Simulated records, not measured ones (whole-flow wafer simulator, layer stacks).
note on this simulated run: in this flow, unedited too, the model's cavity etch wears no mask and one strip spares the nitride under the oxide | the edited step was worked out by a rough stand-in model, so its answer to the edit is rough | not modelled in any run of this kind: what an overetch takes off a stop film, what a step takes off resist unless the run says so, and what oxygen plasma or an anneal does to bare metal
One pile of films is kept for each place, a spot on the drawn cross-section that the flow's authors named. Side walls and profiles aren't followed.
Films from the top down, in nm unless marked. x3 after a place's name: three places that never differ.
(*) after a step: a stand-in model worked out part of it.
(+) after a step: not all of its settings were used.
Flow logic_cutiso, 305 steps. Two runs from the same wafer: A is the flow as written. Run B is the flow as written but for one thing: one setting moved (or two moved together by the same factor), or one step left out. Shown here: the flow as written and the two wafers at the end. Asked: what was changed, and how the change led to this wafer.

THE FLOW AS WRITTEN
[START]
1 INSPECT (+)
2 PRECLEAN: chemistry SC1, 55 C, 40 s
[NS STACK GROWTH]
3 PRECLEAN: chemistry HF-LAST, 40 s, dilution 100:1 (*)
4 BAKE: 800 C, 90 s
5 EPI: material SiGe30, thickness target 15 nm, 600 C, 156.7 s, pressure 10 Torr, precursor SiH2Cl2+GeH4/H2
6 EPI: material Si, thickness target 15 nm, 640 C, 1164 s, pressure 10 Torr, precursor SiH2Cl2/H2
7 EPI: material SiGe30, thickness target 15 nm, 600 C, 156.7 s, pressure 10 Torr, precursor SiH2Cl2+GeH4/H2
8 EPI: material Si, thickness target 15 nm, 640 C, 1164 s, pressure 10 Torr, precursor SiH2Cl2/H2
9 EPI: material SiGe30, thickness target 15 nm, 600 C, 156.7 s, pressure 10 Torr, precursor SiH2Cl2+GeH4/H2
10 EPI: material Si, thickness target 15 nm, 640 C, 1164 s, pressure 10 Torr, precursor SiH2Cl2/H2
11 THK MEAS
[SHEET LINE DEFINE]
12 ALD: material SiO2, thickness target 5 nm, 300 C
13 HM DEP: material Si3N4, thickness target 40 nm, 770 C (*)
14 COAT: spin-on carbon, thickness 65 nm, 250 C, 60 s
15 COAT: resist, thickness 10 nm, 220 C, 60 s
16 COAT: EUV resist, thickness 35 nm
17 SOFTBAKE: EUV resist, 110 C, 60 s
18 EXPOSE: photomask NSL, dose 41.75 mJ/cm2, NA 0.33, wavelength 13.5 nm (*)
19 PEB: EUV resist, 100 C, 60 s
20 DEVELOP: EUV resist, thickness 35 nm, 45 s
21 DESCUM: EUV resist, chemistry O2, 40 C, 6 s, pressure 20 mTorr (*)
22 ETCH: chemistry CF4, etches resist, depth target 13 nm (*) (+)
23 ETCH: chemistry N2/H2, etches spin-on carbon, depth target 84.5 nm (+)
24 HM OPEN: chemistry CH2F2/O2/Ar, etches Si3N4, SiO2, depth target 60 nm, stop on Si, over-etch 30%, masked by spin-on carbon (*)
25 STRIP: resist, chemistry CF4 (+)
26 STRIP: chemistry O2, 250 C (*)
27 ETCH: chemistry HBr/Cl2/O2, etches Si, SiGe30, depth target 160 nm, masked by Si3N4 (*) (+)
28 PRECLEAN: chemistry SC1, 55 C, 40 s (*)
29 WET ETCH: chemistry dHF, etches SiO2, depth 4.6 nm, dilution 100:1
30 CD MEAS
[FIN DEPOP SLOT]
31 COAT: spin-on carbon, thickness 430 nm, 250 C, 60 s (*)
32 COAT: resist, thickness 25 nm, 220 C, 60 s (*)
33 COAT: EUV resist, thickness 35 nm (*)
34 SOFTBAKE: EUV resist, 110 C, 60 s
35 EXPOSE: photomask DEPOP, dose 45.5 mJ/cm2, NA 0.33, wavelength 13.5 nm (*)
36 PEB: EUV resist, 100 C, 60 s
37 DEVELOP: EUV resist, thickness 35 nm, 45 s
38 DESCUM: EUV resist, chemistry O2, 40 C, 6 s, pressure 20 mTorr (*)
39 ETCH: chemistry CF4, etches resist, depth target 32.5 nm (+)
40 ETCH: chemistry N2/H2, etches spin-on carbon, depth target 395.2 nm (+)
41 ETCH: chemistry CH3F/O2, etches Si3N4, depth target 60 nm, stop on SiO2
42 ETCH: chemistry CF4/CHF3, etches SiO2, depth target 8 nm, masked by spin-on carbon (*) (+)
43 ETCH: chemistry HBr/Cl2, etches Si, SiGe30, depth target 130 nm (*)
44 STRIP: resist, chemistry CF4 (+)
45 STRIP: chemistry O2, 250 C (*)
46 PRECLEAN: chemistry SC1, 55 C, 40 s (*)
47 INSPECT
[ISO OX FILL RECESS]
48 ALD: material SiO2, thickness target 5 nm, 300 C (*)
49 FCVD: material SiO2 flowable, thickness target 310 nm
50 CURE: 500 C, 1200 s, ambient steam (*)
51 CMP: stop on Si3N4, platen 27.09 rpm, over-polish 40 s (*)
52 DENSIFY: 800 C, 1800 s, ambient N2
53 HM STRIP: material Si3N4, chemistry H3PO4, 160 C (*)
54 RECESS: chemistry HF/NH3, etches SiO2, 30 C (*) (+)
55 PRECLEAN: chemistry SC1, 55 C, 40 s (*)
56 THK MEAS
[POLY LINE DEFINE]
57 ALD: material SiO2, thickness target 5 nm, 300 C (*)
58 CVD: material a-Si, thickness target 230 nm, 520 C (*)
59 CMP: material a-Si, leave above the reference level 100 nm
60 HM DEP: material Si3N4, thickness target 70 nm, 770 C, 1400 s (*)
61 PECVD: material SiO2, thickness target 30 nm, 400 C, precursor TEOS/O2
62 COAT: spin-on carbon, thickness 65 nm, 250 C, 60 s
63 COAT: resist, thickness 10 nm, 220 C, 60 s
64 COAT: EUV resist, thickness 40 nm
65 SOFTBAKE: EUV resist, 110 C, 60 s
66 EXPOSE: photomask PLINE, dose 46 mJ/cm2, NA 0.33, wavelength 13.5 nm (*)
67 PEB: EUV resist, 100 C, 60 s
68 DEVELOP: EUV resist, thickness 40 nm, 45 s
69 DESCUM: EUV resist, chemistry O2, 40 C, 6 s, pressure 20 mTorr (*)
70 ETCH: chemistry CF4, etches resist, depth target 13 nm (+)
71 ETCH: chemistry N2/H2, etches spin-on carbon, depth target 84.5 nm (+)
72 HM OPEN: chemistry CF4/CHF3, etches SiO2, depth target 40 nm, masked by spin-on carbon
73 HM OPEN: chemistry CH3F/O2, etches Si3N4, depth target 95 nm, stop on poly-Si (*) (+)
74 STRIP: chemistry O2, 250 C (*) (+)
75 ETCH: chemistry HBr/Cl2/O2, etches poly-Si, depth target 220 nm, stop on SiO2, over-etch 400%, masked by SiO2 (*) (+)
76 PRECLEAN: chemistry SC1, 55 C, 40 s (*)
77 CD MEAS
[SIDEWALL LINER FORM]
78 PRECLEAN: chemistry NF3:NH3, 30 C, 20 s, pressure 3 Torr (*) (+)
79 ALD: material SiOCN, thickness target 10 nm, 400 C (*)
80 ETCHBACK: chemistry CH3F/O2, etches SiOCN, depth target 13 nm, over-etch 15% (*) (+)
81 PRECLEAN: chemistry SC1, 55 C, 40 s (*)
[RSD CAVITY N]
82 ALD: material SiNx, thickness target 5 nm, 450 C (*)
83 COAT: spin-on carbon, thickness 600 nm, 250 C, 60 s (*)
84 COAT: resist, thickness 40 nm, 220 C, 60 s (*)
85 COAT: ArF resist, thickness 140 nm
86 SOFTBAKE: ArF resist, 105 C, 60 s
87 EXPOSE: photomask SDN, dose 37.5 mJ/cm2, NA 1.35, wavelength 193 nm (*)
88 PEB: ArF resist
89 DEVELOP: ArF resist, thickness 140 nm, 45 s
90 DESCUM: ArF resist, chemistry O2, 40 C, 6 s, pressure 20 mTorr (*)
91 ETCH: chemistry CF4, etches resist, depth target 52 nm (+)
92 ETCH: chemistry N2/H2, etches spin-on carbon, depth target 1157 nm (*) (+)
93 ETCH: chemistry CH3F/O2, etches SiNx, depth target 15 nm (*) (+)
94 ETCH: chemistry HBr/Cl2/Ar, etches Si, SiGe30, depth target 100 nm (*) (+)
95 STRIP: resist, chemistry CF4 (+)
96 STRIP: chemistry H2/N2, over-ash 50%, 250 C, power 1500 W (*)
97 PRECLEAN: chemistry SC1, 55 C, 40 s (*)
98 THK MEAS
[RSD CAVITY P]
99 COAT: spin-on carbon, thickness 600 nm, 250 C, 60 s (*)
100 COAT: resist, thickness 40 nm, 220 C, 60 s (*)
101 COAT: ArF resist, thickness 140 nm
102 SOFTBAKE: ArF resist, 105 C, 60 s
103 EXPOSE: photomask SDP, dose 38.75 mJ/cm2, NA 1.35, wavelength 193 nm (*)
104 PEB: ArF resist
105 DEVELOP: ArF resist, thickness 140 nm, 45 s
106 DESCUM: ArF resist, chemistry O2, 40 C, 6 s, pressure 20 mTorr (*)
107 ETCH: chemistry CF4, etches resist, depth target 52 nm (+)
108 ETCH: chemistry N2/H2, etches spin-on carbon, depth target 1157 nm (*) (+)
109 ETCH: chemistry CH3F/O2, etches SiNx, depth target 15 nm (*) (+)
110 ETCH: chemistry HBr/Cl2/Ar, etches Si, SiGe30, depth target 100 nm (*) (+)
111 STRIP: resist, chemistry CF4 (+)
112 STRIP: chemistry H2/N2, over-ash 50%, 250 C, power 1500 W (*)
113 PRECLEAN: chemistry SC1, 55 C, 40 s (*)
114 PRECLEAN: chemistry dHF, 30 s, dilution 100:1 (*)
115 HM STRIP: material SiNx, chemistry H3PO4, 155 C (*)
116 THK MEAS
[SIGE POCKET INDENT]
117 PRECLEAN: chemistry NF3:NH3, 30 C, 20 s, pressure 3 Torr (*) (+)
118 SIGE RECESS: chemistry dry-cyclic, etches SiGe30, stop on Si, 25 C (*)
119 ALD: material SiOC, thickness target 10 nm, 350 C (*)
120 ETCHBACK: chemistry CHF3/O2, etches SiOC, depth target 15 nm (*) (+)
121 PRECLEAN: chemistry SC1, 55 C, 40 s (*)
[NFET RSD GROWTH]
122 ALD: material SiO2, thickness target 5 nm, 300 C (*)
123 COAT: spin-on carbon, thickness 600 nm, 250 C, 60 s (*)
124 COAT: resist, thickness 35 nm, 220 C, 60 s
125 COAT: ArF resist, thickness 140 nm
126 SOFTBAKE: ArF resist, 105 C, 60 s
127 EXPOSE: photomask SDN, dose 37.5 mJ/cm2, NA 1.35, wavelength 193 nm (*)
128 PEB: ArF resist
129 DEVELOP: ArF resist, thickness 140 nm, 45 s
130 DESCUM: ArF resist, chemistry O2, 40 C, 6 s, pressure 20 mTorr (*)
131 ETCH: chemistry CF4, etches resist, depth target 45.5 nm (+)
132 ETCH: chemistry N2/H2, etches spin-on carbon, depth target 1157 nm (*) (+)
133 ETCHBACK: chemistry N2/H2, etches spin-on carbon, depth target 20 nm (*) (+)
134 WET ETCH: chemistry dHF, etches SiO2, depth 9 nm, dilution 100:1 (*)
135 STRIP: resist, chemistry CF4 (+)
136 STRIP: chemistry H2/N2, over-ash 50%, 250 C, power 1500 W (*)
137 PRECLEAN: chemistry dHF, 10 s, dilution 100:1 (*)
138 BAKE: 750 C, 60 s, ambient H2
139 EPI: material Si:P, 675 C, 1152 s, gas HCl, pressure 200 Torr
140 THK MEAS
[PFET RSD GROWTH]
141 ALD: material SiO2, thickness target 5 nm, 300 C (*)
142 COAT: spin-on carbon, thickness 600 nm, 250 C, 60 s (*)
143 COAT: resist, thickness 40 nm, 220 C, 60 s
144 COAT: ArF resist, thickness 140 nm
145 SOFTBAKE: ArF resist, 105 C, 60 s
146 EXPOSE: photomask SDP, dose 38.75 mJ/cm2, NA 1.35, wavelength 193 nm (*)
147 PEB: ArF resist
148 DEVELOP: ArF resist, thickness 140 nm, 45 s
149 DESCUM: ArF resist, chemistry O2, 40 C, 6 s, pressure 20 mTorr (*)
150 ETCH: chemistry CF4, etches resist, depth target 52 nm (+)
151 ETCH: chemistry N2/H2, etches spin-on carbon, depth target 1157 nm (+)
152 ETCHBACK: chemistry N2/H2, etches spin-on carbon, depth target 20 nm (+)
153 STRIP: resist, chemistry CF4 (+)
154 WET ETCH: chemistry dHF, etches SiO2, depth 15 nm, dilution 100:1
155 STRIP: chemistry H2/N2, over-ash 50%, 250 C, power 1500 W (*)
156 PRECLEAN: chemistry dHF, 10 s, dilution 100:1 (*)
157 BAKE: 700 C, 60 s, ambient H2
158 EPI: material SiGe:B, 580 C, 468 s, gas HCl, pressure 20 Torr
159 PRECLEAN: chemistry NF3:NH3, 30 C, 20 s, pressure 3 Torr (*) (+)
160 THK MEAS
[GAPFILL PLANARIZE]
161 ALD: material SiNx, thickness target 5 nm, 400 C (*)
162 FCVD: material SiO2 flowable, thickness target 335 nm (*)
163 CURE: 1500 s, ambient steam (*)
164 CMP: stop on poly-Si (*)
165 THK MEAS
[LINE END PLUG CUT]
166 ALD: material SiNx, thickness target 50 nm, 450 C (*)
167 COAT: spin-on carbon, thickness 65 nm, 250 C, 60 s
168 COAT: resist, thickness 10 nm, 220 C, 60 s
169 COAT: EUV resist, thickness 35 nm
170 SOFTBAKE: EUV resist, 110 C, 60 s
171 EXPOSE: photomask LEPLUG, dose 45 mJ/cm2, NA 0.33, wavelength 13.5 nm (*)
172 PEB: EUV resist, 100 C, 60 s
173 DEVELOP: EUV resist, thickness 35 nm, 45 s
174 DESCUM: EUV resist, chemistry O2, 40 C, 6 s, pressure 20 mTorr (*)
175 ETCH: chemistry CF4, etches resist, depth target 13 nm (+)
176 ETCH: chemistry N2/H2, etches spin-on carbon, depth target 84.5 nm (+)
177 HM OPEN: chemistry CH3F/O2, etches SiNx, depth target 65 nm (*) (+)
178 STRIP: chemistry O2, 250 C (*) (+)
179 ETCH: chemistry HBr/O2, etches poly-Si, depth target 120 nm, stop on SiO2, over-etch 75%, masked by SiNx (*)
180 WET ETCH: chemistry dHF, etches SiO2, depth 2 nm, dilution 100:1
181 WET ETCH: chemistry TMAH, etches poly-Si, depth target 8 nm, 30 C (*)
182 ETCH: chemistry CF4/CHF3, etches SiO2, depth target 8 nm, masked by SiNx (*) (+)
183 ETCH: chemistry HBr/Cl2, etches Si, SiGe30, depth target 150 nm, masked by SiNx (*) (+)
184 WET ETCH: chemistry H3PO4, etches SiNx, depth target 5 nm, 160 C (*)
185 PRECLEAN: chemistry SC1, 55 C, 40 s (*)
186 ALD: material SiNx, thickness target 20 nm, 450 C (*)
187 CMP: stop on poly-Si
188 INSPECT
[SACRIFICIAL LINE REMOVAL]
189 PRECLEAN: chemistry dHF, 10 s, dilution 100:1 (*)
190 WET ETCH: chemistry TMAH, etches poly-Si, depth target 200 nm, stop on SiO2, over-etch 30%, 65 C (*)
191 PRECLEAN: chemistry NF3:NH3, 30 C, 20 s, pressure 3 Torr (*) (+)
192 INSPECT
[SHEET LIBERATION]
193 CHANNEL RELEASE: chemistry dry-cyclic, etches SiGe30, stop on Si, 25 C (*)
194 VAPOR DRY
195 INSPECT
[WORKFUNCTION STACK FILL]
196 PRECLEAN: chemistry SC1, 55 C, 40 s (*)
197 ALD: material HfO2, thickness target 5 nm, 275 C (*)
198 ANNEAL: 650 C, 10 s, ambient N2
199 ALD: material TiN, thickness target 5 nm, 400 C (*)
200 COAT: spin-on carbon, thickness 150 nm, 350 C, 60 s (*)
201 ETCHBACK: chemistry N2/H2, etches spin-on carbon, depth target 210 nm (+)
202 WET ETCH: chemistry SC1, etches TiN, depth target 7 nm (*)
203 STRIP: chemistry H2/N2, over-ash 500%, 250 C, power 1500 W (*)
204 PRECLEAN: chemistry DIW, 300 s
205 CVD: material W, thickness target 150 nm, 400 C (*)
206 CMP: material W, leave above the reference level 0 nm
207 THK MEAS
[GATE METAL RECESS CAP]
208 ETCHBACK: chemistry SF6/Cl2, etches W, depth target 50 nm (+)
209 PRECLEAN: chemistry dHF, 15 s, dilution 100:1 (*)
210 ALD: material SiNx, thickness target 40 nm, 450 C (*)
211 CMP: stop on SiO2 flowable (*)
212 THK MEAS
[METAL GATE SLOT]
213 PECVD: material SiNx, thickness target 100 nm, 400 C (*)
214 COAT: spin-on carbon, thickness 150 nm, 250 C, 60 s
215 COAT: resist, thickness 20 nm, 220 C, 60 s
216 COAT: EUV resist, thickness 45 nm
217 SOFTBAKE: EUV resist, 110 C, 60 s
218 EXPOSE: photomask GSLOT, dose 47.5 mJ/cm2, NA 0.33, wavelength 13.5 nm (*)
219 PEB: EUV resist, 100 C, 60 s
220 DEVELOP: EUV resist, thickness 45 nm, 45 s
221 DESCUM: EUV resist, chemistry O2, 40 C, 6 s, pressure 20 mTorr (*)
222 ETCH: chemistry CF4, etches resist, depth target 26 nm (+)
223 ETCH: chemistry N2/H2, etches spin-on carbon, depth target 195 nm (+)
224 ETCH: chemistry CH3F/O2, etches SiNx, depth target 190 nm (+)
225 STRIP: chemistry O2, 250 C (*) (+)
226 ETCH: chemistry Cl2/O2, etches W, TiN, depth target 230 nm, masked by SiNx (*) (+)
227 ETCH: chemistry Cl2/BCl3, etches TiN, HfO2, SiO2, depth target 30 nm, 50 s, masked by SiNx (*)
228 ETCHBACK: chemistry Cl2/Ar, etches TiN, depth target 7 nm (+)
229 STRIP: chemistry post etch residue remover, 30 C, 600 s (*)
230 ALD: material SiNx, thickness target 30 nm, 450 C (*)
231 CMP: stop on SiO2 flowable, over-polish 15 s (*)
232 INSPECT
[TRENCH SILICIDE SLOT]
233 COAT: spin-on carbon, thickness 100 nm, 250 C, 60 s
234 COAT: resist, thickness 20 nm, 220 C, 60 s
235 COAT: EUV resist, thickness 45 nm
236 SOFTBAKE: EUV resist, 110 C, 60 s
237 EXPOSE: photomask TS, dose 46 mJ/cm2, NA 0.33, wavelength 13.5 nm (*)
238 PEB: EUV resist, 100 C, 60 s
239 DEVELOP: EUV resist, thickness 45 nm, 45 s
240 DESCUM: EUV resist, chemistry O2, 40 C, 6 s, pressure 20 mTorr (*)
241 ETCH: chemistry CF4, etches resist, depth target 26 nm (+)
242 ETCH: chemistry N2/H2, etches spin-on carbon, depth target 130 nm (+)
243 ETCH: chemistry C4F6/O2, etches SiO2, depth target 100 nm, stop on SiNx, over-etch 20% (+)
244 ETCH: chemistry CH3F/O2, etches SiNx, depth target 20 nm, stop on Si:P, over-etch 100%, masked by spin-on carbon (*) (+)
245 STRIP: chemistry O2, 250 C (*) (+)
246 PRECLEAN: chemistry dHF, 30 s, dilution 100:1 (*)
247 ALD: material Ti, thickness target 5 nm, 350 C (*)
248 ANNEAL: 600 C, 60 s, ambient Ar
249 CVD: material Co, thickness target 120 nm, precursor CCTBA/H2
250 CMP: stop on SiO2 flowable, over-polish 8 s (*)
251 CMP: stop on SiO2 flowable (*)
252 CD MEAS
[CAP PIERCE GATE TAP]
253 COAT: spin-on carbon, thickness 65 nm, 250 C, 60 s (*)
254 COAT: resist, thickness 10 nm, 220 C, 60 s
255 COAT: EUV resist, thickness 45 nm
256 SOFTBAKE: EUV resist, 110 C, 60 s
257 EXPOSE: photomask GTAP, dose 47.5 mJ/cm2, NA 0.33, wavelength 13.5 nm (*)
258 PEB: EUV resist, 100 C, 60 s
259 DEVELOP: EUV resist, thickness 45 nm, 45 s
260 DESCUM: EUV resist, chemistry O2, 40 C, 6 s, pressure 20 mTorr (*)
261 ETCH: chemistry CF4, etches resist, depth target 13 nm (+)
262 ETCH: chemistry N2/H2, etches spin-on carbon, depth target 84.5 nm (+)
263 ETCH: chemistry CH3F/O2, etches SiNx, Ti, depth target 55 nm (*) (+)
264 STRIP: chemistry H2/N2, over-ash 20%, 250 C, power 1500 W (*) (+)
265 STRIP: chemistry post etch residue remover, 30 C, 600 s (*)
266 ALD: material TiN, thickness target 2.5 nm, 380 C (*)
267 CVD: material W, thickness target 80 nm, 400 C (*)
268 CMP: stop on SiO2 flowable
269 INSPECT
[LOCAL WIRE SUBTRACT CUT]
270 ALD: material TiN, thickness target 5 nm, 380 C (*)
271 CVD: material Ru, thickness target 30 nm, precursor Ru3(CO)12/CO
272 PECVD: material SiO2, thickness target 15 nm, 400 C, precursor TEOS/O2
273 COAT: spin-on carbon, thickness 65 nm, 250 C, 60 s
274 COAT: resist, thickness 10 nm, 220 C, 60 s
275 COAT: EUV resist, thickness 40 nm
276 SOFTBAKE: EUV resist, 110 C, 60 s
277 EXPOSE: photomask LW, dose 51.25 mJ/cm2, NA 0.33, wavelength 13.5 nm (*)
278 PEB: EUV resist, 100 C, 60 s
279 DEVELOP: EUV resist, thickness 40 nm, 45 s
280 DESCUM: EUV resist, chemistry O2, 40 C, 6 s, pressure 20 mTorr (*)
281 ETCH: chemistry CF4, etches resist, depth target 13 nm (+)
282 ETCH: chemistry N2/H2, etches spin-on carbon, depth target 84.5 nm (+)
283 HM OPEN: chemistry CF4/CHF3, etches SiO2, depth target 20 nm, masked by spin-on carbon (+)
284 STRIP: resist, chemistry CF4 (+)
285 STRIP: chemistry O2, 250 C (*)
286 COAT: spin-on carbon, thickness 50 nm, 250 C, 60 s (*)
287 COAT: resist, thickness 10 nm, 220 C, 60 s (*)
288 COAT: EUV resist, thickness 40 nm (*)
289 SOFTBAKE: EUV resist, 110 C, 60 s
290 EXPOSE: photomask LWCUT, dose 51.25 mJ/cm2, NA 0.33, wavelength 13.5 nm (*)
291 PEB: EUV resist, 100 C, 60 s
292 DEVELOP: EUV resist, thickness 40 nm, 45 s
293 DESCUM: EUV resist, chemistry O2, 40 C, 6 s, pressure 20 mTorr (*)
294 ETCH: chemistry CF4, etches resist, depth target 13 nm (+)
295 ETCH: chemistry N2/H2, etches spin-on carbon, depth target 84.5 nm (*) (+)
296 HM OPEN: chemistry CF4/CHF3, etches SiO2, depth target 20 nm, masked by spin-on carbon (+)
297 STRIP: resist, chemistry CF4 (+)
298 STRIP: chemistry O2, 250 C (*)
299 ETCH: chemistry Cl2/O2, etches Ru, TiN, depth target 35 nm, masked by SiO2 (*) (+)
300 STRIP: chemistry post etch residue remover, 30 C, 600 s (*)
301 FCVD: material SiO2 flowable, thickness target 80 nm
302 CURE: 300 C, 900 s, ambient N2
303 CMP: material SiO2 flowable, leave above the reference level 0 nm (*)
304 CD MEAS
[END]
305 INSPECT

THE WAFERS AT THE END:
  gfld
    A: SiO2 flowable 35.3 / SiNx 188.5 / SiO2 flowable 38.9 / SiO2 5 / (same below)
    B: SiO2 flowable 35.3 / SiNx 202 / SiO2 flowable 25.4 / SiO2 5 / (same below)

The cause: step 227, ETCH: depth target 43.5 nm was run, where the flow has depth target 30 nm.

How the change led to this, step by step:
  227 ETCH: chemistry Cl2/BCl3, etches TiN, HfO2, SiO2, depth target 30 nm, 50 s, masked by SiNx (*)
      gfld: A HfO2 -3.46 (all of it), SiO2 flowable -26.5 | B HfO2 -3.46 (all of it), SiO2 flowable -40
  230 ALD: material SiNx, thickness target 30 nm, 450 C (*)
      gfld: A SiNx +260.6 (new film) | B SiNx +274.1 (new film)
